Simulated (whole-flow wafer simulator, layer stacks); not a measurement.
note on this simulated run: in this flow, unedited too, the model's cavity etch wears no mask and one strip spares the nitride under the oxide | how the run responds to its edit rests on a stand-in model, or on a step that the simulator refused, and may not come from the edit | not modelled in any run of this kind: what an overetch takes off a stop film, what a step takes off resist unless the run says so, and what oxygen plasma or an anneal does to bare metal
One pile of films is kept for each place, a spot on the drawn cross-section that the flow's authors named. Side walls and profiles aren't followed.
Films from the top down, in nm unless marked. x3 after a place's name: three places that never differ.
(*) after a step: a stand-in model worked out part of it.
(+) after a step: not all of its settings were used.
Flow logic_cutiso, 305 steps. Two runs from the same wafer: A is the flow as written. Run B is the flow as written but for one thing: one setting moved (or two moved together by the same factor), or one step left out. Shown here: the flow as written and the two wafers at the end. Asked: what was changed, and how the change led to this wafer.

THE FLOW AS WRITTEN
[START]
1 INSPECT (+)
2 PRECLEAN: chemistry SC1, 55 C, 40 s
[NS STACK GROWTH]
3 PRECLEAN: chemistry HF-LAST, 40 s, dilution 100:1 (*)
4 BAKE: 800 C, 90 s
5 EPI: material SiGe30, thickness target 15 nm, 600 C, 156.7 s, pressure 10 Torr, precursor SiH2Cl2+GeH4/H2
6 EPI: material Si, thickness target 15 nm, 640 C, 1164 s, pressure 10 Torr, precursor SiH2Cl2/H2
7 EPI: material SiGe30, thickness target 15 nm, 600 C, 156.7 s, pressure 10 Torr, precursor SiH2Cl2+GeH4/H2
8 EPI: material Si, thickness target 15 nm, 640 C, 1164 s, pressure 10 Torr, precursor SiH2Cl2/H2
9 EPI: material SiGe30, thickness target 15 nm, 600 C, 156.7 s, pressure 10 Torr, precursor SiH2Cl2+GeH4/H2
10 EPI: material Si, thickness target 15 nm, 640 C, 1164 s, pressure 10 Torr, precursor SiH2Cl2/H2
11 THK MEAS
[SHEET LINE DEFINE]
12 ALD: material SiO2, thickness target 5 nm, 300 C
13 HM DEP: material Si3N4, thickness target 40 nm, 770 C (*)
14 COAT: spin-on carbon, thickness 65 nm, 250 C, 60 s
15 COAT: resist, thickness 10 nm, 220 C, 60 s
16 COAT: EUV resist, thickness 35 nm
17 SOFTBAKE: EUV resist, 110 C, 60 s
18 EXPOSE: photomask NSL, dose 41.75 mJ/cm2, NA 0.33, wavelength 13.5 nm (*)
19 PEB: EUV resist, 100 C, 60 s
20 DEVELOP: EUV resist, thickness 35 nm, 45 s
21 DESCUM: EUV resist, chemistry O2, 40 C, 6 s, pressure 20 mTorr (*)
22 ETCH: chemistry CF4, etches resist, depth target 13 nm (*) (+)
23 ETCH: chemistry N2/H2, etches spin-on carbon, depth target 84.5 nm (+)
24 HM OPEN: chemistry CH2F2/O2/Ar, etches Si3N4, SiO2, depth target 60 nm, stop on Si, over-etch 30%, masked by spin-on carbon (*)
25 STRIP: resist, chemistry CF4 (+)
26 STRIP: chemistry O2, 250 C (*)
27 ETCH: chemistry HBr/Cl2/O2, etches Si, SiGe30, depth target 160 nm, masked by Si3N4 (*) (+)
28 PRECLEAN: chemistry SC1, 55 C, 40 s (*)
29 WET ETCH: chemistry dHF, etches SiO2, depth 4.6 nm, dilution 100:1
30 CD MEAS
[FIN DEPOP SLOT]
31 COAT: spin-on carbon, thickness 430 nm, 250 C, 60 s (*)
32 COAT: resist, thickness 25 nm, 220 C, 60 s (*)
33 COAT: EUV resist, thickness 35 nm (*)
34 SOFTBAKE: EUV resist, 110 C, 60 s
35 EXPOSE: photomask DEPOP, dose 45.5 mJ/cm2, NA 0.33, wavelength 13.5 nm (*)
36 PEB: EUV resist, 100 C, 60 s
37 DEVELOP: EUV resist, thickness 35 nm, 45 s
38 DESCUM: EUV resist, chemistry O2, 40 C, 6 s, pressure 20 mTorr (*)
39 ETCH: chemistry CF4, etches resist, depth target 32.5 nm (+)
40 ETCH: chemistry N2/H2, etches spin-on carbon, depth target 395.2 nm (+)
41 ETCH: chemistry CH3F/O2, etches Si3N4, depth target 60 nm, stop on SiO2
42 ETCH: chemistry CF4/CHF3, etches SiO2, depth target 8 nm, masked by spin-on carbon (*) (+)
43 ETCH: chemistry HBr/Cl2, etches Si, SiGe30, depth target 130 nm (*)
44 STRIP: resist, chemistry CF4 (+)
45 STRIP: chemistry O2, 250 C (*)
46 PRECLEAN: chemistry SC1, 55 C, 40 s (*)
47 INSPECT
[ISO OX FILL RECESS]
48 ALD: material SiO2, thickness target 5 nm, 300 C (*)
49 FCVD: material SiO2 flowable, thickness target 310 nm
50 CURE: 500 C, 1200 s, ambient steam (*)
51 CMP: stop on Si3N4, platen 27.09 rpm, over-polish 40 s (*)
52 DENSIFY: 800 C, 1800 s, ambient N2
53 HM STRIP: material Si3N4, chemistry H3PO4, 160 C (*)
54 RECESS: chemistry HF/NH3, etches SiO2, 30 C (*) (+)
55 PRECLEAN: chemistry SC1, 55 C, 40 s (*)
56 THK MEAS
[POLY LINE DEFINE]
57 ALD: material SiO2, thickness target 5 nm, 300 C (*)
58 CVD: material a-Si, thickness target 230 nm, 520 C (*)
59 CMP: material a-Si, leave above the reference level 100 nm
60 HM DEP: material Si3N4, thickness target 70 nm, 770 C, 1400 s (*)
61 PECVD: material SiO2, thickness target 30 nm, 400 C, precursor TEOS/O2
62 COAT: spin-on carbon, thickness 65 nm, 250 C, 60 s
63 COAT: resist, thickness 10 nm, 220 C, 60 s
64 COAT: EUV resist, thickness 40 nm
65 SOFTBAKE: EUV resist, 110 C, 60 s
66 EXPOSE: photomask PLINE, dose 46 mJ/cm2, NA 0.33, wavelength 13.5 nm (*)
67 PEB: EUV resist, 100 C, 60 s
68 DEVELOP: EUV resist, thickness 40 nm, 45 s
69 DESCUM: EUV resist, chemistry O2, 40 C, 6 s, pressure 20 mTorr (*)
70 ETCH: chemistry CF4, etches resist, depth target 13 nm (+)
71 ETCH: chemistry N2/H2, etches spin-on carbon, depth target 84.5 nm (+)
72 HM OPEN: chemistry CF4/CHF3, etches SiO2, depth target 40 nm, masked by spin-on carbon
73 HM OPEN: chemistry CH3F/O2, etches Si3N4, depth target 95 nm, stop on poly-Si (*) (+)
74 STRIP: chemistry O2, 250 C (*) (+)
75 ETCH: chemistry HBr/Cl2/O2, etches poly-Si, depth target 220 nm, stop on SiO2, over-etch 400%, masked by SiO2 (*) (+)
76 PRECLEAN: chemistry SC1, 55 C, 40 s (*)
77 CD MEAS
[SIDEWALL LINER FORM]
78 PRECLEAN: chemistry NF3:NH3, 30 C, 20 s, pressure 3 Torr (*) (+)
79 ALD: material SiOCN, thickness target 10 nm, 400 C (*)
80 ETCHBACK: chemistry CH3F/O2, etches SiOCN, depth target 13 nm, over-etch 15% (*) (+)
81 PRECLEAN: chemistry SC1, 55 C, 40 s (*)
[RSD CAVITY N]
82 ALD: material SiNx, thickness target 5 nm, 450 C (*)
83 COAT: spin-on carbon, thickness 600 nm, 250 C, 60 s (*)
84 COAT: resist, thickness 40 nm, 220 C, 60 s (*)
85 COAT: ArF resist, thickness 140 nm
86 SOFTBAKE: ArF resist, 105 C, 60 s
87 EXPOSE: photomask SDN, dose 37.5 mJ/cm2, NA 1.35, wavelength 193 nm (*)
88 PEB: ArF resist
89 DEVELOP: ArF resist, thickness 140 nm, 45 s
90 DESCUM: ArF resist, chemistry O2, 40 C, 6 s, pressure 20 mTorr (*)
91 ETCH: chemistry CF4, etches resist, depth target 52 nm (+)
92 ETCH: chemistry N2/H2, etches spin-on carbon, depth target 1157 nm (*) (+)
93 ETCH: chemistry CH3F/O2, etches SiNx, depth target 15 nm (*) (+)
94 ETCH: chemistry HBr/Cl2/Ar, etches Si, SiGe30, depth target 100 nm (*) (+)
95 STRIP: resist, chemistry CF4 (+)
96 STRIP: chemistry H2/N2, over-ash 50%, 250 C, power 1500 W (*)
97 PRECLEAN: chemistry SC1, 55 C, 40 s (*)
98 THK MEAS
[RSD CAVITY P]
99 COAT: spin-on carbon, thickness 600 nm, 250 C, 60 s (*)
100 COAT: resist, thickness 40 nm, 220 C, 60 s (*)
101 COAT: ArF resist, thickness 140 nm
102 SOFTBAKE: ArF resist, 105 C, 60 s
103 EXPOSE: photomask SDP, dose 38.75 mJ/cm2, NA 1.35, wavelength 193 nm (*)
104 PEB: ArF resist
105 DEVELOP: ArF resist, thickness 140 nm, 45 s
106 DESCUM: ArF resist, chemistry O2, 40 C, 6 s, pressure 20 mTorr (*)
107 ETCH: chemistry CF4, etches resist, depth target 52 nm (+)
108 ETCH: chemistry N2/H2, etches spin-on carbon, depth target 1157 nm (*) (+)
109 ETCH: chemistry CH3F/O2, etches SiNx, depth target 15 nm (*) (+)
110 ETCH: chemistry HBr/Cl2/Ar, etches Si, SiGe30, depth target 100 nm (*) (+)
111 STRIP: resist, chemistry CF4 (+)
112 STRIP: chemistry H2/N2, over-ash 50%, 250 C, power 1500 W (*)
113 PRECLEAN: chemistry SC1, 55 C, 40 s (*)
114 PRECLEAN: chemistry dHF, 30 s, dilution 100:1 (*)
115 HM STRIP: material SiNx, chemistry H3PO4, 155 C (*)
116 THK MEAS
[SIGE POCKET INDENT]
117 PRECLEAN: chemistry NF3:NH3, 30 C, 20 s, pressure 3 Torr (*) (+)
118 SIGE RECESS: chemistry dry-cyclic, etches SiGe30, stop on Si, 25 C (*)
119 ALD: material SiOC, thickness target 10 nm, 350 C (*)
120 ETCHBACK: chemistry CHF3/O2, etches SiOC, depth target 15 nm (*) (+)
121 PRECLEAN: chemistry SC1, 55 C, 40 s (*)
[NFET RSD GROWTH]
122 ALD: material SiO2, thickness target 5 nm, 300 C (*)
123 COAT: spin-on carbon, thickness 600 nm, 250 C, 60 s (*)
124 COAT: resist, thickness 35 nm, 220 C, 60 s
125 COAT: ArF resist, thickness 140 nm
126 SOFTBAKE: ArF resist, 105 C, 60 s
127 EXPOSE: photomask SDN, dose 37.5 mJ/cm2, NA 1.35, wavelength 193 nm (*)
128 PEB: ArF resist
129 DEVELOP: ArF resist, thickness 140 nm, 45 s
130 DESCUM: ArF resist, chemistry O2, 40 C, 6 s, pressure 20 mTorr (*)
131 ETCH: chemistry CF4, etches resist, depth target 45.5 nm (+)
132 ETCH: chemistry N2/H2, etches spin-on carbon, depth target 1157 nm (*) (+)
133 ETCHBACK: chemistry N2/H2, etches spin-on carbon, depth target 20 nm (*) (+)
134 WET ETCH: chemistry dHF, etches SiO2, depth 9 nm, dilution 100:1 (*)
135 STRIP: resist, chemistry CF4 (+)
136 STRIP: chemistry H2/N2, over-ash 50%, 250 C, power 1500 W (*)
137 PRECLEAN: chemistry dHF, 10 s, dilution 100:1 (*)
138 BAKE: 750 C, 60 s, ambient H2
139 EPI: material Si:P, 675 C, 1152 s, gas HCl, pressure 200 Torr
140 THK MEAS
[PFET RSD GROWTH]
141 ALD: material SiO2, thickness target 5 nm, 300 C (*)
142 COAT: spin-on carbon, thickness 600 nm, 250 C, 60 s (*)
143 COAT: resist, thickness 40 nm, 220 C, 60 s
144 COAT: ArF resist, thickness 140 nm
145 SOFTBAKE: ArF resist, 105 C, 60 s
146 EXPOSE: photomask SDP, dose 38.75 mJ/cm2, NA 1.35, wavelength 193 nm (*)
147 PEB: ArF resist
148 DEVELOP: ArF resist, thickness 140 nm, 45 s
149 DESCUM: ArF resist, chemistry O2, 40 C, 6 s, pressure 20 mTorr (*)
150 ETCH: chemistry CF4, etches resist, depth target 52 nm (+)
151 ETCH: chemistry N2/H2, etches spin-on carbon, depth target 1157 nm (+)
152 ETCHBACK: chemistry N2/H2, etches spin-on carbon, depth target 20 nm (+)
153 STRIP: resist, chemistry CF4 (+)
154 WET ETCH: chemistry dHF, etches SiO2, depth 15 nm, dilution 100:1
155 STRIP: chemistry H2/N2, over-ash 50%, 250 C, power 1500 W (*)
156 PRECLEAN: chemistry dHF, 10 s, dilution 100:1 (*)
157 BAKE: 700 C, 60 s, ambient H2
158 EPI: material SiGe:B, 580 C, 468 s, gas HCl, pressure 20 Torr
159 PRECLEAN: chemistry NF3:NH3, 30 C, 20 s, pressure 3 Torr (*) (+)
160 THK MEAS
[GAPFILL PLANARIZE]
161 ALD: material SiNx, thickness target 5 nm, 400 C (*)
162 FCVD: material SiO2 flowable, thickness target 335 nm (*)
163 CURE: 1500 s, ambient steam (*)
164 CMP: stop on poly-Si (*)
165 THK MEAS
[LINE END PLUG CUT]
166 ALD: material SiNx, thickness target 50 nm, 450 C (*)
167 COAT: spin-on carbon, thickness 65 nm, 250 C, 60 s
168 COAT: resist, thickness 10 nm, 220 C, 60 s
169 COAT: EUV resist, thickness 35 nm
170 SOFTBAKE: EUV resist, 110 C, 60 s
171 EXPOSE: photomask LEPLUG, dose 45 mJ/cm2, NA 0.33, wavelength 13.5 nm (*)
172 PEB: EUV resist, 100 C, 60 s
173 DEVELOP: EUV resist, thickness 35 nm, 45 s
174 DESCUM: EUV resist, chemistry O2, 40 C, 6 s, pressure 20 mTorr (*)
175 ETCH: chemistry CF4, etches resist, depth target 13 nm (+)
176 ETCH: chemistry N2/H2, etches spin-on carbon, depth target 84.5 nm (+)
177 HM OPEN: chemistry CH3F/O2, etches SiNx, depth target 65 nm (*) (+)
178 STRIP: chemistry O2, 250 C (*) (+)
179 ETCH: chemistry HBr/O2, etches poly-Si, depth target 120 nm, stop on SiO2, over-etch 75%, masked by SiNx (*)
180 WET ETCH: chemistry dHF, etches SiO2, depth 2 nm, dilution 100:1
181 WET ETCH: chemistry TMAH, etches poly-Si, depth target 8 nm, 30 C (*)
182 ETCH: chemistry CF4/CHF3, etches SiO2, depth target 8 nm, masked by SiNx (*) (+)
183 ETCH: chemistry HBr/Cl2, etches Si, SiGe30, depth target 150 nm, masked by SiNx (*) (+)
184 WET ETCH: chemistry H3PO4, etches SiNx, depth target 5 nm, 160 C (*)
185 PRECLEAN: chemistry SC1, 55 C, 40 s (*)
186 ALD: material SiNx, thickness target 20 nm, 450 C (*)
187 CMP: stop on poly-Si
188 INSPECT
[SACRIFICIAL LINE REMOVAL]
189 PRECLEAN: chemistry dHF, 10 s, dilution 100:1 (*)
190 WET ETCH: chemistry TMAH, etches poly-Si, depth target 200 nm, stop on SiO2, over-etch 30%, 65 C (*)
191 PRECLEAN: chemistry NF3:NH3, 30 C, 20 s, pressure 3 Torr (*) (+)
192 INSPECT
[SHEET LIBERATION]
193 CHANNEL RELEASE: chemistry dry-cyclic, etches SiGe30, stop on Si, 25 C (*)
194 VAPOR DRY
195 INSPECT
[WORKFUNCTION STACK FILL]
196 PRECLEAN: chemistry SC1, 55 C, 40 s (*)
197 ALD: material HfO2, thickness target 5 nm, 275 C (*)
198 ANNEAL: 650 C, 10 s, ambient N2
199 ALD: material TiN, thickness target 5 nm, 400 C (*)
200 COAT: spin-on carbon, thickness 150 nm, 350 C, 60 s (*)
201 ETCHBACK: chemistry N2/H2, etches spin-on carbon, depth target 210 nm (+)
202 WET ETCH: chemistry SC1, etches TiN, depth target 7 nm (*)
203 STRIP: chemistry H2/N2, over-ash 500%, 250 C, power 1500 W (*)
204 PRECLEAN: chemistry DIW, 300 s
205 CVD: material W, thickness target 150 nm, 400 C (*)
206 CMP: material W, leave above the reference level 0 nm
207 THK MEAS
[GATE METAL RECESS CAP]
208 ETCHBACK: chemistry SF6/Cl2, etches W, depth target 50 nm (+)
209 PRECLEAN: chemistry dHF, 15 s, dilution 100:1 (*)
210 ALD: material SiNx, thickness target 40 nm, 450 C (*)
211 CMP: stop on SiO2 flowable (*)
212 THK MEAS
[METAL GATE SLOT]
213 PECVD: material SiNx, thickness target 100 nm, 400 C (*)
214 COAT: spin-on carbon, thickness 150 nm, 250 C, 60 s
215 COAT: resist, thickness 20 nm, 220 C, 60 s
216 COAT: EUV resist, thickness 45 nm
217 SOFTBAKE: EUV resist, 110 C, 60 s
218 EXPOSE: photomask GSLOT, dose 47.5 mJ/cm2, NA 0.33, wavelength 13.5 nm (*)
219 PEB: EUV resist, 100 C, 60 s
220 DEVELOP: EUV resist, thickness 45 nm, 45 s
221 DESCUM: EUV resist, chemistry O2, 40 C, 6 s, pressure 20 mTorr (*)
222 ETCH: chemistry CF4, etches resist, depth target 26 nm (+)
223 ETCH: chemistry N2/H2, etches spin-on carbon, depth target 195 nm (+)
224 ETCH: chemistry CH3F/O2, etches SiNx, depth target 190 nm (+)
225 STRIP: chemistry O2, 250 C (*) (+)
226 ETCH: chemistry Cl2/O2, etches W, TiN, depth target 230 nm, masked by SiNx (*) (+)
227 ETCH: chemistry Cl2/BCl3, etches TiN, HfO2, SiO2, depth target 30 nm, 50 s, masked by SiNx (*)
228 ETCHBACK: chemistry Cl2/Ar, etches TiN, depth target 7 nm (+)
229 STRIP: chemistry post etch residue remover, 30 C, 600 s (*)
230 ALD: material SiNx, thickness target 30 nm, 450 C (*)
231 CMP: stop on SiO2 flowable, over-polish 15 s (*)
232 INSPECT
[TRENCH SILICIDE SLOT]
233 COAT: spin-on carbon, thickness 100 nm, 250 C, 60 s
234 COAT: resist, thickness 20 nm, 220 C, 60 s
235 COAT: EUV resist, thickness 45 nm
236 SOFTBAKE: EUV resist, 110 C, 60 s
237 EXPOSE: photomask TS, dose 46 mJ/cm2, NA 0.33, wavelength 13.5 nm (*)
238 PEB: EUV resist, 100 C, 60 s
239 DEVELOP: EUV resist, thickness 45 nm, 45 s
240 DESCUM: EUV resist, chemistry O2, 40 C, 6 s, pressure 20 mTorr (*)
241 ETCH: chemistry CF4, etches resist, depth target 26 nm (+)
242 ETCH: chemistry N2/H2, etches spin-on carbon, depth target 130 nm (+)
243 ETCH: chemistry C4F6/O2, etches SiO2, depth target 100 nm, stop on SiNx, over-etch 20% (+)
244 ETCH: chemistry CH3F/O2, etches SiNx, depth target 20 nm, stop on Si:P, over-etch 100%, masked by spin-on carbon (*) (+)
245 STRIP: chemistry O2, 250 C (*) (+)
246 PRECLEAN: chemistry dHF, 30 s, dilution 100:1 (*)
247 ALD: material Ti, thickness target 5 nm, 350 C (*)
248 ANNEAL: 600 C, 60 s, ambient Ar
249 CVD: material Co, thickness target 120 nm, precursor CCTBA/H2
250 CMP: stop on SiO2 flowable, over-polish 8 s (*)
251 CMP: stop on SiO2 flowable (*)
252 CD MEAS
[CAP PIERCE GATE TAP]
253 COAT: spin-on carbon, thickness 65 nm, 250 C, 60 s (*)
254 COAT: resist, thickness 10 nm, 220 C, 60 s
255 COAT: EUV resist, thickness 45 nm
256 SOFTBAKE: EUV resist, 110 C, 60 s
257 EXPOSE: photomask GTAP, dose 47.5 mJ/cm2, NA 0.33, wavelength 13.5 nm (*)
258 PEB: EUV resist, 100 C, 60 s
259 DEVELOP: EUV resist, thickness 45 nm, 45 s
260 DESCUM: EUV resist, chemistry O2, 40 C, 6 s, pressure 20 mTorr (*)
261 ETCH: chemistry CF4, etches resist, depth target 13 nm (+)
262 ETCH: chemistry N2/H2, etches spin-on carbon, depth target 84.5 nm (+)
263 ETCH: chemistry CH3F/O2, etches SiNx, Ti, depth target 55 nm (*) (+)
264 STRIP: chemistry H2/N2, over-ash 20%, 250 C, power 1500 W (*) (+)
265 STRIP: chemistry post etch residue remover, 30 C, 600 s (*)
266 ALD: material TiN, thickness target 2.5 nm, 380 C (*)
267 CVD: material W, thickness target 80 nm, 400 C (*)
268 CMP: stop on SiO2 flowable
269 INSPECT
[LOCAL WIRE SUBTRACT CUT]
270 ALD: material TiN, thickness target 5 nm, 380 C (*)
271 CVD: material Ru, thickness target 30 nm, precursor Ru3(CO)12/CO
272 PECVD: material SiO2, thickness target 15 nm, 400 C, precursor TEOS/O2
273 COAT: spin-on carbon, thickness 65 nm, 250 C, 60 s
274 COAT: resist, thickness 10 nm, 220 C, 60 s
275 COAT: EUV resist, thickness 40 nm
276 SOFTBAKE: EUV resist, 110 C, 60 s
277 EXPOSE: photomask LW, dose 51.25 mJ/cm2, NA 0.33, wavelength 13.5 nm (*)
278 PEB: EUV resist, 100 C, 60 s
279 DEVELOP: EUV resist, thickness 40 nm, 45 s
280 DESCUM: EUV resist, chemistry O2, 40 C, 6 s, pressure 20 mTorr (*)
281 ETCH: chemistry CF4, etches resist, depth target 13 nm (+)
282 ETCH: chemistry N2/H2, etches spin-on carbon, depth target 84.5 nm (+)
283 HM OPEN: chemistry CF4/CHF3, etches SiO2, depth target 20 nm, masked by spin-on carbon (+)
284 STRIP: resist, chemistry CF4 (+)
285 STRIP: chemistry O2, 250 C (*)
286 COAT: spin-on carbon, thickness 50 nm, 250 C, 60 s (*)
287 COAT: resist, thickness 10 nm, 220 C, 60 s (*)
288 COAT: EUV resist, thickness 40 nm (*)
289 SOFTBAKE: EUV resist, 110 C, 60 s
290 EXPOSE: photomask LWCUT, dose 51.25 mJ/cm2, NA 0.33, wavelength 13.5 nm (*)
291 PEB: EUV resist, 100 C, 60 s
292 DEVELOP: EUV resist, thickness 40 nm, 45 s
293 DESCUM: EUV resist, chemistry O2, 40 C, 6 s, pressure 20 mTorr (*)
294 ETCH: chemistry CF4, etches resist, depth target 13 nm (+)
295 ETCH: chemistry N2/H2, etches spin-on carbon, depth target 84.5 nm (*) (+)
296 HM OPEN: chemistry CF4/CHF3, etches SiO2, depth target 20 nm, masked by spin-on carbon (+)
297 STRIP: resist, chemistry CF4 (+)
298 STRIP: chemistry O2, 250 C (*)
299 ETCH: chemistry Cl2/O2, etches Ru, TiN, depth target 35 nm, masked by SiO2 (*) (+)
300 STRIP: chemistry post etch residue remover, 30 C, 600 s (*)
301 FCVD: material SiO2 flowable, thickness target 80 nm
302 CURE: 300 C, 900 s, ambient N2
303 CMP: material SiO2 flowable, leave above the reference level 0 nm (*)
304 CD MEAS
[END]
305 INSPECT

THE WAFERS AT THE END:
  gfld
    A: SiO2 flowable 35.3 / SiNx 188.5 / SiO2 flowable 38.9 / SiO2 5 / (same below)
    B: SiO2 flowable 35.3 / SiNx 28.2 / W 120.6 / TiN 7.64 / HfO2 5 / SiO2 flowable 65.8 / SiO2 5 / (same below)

The cause: step 224, ETCH: depth target 85.5 nm was run, where the flow has depth target 190 nm.

How the change led to this, step by step:
  224 ETCH: chemistry CH3F/O2, etches SiNx, depth target 190 nm (+)
      gfld: A SiNx -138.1 (all of it), W -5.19 | B SiNx -85.5
      depop, dpovl, gl and 18 more: A resist -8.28 (all of it), spin-on carbon -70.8 | B resist -8.28 (all of it), spin-on carbon -21
  225 STRIP: chemistry O2, 250 C (*) (+)
      gl, glp, gxf and 11 more: A spin-on carbon -79.3 (all of it) | B spin-on carbon -129 (all of it)
      depop, dpovl, isow, ns, nsgap, rsdn, rsdx: A spin-on carbon -79.2 (all of it) | B spin-on carbon -129 (all of it)
  226 ETCH: chemistry Cl2/O2, etches W, TiN, depth target 230 nm, masked by SiNx (*) (+)
      depop, dpovl, gl and 18 more: A SiNx -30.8 | B nothing
      gfld: A W -115.4 (all of it), TiN -7.64 (all of it), HfO2 -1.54 | B nothing
  227 ETCH: chemistry Cl2/BCl3, etches TiN, HfO2, SiO2, depth target 30 nm, 50 s, masked by SiNx (*)
      gfld: A HfO2 -3.46 (all of it), SiO2 flowable -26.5 | B SiNx -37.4
  228 ETCHBACK: chemistry Cl2/Ar, etches TiN, depth target 7 nm (+)
      gfld: A SiO2 flowable -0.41 | B SiNx -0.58
  230 ALD: material SiNx, thickness target 30 nm, 450 C (*)
      gfld: A SiNx +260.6 (new film) | B SiNx +116.9
  231 CMP: stop on SiO2 flowable, over-polish 15 s (*)
      depop, dpovl, gfld and 10 more: A SiNx -62.7 | B SiNx -93.5
      lnr, lnri, lnrp, lnrt: A SiNx -61 (all of it), SiOCN -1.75 | B SiNx -91.7 (all of it), SiOCN -1.75
      (and at 5 more places)
Counting metal films that touch as one body, gfld has 1 body; the flow as written gives 0 bodies.
